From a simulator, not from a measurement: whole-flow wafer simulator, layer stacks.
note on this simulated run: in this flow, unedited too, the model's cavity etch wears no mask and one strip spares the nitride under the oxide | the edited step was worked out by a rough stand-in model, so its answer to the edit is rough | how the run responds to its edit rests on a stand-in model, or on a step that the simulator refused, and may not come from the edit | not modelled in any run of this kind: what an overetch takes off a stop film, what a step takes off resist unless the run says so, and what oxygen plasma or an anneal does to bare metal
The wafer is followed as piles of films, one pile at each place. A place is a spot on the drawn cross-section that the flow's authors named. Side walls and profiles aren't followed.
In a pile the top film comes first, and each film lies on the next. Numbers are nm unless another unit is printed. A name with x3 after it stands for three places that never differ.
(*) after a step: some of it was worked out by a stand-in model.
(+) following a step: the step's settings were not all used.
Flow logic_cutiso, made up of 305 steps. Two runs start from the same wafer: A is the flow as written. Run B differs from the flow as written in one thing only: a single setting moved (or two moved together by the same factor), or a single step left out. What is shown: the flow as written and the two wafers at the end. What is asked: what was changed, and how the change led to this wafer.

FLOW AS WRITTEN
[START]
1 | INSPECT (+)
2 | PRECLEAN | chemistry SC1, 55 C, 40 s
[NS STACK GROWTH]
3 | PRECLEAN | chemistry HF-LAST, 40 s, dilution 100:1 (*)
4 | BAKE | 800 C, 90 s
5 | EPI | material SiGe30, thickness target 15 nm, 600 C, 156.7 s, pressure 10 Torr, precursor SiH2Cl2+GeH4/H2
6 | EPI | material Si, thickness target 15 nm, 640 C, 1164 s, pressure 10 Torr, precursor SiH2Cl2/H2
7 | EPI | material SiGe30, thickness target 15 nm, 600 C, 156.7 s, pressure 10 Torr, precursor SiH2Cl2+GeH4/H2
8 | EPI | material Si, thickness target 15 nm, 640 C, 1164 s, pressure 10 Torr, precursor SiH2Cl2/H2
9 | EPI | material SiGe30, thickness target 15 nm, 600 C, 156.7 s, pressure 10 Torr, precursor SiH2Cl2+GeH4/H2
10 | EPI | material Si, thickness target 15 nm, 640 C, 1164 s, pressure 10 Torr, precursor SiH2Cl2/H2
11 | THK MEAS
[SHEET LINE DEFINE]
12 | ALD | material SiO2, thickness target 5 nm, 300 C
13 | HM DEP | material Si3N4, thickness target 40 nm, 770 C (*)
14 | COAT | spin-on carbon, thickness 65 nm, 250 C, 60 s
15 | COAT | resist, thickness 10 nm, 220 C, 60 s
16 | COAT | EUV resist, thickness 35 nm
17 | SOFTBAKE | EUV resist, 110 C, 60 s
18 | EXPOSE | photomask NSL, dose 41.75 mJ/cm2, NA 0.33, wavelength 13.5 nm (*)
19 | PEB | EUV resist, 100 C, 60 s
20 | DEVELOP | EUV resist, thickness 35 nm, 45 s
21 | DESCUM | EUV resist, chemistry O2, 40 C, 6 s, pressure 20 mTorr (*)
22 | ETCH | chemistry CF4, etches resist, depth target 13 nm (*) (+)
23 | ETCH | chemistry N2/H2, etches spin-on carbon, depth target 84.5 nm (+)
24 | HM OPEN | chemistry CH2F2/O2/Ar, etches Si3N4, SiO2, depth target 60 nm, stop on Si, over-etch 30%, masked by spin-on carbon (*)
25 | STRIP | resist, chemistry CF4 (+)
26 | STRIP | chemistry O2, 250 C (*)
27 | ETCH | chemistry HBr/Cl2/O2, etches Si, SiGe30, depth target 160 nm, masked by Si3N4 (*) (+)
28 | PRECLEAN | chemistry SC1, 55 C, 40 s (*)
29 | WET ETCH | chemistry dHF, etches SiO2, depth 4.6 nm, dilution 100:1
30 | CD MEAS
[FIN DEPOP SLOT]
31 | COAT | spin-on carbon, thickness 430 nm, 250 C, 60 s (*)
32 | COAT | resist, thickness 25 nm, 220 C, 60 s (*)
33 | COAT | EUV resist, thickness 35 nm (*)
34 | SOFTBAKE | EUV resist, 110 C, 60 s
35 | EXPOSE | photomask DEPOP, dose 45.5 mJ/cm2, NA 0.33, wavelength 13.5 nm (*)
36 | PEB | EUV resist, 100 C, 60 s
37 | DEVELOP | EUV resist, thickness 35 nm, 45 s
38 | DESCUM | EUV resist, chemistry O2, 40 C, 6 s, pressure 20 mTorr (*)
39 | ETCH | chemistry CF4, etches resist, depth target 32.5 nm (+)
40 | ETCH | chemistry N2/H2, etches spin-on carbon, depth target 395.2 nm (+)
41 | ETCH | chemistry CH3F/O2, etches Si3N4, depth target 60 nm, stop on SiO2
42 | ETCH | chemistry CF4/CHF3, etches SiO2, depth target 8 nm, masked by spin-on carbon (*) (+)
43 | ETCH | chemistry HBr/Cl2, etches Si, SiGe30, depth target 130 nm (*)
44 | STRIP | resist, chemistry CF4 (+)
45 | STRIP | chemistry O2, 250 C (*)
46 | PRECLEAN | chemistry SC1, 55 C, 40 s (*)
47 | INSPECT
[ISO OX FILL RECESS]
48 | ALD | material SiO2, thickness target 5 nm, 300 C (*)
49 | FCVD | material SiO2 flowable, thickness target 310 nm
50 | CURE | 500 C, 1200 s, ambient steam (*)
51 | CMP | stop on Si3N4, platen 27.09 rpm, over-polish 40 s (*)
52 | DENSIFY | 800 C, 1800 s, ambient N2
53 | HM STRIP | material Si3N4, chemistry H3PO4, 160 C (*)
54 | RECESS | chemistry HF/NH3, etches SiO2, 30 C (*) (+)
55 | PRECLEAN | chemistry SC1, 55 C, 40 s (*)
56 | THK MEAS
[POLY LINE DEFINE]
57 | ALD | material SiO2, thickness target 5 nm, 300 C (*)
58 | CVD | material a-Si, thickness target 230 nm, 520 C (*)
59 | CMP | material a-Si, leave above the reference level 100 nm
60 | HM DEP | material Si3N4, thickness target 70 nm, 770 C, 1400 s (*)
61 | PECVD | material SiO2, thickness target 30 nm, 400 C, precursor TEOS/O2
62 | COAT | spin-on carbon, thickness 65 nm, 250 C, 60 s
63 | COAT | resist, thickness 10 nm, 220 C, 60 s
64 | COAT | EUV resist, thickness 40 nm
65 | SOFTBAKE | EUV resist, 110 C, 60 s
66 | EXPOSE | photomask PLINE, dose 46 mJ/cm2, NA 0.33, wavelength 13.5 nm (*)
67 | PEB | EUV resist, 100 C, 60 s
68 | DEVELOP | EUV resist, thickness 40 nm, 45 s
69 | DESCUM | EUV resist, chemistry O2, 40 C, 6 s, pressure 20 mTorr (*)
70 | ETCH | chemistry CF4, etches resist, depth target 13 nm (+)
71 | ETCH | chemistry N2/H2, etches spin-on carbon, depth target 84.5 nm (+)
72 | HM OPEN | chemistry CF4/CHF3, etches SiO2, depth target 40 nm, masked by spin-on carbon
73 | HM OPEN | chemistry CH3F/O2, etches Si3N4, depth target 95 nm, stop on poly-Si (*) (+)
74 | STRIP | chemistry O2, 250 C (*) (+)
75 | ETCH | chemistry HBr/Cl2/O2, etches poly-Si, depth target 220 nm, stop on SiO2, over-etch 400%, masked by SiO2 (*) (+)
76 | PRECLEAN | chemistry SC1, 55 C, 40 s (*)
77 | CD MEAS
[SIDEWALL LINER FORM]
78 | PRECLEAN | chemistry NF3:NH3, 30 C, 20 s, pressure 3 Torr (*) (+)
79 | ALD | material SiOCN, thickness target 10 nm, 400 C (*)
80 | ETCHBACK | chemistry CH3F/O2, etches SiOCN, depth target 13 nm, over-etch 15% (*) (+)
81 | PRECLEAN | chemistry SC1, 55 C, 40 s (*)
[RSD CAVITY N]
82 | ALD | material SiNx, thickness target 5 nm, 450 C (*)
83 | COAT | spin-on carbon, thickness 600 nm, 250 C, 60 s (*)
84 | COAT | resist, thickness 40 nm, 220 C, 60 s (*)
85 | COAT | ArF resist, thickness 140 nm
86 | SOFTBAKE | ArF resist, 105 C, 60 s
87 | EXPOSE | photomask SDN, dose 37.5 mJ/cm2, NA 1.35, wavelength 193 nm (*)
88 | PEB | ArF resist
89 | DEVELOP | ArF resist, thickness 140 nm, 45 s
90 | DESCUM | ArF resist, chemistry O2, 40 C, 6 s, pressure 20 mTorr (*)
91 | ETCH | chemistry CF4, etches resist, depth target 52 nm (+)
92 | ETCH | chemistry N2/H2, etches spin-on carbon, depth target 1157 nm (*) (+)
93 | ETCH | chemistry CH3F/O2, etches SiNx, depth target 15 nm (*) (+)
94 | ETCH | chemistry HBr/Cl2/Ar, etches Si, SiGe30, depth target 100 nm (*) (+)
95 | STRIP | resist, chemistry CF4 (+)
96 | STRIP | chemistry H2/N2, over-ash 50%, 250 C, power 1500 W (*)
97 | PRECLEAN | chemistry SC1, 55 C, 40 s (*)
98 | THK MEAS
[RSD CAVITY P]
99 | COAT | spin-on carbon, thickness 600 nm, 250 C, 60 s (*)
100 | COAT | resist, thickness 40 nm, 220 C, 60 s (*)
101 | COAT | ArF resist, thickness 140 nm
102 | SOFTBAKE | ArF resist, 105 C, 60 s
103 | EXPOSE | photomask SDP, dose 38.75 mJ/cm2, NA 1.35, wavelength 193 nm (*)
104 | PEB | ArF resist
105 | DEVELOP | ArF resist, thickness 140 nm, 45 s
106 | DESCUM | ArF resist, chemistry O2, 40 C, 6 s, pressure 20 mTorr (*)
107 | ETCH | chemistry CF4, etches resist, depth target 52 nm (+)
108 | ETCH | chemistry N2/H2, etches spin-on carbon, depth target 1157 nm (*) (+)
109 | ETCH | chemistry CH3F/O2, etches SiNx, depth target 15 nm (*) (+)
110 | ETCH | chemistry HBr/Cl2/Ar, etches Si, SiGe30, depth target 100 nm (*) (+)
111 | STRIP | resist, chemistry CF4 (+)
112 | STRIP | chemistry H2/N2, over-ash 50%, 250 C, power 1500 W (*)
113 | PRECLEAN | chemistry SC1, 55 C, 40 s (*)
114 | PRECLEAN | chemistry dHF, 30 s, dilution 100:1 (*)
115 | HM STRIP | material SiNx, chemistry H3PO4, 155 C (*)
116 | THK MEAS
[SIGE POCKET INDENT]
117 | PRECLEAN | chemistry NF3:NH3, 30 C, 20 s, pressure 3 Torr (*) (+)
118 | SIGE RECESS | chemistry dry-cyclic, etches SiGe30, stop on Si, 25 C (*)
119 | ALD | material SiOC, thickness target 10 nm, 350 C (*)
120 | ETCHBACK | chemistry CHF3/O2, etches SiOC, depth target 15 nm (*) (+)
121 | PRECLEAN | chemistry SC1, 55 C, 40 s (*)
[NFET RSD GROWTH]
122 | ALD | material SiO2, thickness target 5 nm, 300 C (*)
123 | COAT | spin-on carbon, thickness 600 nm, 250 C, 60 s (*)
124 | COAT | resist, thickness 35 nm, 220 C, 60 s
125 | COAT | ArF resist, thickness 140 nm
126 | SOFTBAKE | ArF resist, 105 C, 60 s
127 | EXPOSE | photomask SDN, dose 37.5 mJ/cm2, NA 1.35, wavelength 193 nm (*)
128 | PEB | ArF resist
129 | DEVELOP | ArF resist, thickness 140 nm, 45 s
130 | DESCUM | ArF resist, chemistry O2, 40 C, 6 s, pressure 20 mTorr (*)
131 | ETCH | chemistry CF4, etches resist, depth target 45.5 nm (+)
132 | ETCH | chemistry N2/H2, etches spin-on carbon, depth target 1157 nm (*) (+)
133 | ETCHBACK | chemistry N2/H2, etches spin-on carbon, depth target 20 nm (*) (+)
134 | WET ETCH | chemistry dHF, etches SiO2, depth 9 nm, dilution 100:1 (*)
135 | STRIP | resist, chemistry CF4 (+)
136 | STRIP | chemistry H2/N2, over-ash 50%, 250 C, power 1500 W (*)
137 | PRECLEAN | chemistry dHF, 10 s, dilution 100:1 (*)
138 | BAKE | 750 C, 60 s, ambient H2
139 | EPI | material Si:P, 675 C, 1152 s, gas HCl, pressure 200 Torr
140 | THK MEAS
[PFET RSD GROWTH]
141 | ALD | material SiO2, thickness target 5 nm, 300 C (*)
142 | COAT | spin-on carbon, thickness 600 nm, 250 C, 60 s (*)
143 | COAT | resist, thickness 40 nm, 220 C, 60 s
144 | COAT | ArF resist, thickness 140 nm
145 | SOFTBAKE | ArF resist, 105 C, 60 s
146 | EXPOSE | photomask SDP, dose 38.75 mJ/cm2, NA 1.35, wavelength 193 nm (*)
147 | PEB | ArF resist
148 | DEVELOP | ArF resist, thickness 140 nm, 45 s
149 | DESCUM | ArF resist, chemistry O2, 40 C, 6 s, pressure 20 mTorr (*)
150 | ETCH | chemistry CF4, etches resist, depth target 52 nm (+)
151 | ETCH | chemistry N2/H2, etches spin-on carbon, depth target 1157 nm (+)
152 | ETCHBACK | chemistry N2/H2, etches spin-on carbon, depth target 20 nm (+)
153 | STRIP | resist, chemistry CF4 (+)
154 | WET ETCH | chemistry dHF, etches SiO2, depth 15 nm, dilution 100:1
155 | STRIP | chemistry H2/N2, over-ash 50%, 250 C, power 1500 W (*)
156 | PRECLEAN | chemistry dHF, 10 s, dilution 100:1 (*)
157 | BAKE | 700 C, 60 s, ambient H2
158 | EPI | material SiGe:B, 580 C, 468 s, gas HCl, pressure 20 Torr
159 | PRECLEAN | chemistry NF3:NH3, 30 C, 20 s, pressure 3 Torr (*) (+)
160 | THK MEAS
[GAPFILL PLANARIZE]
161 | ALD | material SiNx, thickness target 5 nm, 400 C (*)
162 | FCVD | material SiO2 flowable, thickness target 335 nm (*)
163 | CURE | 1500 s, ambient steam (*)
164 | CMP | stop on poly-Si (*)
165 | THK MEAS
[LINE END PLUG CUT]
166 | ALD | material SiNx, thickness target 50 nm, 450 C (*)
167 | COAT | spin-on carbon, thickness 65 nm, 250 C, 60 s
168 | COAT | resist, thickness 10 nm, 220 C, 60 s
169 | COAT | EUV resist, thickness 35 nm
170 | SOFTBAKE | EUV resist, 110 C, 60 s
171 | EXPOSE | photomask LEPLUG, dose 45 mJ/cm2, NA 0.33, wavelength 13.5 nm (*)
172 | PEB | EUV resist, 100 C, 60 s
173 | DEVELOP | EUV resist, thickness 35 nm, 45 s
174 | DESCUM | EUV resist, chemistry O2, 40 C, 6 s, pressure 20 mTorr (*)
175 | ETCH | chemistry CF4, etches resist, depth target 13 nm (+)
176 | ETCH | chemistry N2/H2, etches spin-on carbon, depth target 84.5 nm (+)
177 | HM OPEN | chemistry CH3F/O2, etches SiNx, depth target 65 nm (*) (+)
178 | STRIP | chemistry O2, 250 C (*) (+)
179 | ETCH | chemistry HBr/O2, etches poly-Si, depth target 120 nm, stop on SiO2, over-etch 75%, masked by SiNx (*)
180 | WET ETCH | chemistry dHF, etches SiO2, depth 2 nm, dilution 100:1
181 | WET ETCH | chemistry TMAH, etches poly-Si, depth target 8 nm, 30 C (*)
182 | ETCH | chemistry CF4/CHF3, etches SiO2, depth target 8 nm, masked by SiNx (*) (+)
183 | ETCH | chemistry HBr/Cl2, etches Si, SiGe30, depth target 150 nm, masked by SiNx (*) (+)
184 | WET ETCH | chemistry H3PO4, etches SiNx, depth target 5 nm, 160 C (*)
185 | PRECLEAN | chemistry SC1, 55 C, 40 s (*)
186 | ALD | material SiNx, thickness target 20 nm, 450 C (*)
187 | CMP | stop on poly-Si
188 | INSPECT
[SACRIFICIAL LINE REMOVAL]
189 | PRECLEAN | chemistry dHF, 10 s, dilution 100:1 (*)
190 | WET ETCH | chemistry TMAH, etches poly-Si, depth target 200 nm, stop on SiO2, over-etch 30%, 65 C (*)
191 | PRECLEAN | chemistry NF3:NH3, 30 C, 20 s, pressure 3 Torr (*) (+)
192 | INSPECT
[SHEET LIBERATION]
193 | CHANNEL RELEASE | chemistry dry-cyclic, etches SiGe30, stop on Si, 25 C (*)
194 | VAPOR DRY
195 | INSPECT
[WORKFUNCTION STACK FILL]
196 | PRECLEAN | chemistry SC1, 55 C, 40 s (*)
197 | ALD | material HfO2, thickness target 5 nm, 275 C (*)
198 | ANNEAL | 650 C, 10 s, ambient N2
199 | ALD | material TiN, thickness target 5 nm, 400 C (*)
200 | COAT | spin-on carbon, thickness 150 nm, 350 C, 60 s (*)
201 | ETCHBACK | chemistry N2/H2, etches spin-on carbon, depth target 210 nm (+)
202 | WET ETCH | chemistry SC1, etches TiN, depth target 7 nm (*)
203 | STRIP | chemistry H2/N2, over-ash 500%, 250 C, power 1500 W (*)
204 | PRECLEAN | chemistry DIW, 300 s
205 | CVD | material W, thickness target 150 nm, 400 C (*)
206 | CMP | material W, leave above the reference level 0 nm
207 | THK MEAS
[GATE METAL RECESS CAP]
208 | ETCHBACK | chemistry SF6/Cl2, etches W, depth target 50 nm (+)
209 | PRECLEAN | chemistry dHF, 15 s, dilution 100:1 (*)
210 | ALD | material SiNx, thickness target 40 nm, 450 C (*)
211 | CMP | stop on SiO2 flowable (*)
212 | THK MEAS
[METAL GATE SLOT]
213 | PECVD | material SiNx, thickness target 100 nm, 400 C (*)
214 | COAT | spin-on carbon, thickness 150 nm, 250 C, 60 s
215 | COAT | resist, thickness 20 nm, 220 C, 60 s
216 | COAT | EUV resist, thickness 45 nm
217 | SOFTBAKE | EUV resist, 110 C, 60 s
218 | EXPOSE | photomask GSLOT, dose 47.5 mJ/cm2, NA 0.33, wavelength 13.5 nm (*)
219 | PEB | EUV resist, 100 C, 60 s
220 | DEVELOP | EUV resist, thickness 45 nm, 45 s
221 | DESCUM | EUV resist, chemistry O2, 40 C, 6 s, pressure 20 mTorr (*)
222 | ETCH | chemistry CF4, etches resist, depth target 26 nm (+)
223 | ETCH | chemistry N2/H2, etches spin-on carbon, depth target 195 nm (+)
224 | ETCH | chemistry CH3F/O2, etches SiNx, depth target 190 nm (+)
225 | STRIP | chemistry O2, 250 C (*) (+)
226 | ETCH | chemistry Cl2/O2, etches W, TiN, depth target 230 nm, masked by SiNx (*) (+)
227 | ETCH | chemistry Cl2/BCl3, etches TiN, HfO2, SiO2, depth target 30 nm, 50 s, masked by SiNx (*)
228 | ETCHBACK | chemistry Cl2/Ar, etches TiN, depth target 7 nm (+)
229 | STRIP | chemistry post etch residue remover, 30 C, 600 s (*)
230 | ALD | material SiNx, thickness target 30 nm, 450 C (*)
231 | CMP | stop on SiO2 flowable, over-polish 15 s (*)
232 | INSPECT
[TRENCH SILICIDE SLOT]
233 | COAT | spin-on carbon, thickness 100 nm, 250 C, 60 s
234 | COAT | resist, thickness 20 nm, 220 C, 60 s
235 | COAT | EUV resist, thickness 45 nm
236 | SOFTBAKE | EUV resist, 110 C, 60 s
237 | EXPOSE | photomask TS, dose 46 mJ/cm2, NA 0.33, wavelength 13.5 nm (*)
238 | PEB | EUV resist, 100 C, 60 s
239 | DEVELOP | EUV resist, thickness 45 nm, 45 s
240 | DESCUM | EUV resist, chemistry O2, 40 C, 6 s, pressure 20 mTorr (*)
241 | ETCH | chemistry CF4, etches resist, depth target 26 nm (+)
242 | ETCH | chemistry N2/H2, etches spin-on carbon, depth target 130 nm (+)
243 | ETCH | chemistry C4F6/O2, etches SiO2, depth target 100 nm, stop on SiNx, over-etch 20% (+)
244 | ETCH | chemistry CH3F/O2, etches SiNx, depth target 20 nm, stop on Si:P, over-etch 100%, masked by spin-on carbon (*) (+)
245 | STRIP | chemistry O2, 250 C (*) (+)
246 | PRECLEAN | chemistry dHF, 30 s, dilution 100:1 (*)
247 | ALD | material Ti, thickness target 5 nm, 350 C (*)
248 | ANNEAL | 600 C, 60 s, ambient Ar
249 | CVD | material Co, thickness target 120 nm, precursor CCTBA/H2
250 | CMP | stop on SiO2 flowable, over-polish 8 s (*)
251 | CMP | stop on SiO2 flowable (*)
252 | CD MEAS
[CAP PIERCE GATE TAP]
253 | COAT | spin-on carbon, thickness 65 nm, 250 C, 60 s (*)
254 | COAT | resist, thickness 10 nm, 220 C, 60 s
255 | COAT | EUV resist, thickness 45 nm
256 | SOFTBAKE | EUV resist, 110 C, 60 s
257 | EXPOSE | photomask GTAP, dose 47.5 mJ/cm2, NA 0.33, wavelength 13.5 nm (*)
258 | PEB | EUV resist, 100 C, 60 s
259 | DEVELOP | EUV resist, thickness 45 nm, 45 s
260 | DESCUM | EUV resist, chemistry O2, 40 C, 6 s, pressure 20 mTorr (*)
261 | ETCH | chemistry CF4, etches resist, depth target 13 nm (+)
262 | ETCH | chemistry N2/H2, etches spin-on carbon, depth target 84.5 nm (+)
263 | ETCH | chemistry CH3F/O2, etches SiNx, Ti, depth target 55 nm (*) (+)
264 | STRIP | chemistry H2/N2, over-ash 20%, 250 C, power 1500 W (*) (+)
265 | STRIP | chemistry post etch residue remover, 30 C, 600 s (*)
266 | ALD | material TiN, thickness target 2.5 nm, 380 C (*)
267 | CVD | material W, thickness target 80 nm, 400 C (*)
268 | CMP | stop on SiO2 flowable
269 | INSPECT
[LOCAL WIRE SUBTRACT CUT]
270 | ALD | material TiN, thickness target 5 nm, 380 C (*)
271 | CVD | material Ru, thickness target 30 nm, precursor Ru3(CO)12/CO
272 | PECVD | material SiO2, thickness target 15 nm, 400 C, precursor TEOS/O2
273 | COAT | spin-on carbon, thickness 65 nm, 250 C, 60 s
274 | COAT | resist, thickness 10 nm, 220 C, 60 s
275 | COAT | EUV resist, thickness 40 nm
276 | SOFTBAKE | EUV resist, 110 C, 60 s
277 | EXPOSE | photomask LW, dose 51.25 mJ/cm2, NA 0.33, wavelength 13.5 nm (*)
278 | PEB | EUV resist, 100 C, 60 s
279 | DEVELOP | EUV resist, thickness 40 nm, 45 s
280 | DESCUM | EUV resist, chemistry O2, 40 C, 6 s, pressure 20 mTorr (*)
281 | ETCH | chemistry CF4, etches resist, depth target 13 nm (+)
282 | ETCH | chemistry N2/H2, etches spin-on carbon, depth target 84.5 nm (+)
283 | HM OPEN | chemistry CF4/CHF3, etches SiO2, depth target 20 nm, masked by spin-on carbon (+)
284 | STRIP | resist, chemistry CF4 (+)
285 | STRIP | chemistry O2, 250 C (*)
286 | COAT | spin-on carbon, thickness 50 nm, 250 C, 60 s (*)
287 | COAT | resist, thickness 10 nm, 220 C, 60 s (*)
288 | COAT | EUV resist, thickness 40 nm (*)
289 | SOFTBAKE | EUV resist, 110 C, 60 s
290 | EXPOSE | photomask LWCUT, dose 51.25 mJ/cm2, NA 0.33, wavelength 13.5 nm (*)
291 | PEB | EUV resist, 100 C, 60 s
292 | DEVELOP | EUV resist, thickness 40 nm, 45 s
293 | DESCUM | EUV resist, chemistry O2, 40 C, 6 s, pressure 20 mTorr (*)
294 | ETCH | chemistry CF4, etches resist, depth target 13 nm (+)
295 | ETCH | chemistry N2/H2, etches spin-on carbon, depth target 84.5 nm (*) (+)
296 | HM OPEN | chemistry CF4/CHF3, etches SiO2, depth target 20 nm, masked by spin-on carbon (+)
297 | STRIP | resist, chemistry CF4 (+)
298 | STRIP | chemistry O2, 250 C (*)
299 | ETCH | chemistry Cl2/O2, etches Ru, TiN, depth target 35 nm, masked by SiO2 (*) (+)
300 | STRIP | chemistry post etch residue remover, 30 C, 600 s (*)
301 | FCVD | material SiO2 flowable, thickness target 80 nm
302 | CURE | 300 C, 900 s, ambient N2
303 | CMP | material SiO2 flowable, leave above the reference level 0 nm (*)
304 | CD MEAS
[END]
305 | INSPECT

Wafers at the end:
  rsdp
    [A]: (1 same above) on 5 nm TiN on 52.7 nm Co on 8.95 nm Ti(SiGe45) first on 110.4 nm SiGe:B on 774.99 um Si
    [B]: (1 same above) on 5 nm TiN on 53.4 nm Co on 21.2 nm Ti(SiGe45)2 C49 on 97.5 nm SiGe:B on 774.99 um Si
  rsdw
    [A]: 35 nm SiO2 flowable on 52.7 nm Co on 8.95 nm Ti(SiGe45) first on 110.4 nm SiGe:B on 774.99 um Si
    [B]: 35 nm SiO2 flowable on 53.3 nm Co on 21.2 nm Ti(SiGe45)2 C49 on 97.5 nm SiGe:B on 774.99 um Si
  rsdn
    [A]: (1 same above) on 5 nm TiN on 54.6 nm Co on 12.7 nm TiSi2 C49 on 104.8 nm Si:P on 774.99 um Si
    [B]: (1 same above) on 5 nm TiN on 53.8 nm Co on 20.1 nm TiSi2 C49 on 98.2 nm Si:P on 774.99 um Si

The reason: step 247, ALD: thickness target 7.9 nm was run, while the flow as written has thickness target 5 nm.

How this came from the change, step by step:
  247 | ALD | material Ti, thickness target 5 nm, 350 C (*)
      depop, dpovl, gfld and 19 more: A +5 Ti (new film) | B +7.9 Ti (new film)
  248 | ANNEAL | 600 C, 60 s, ambient Ar
      rsdp, rsdw: A +8.95 Ti(SiGe45) first (new film), -5 Ti (all of it), -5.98 SiGe:B | B +21.2 Ti(SiGe45)2 C49 (new film), -7.9 Ti (all of it), -18.9 SiGe:B
      rsdn: A +12.7 TiSi2 C49 (new film), -5 Ti (all of it), -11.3 Si:P | B +20.1 TiSi2 C49 (new film), -7.9 Ti (all of it), -17.9 Si:P
  250 | CMP | stop on SiO2 flowable, over-polish 8 s (*)
      iso: A -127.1 Co | B -128.3 Co (all of it), -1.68 Ti
      rsdx: A -127.9 Co (all of it) | B -127.9 Co (all of it), -2.75 Ti
      (and at 20 other places as well)
  251 | CMP | stop on SiO2 flowable (*)
      iso: A -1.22 Co (all of it), -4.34 Ti | B -5.55 Ti
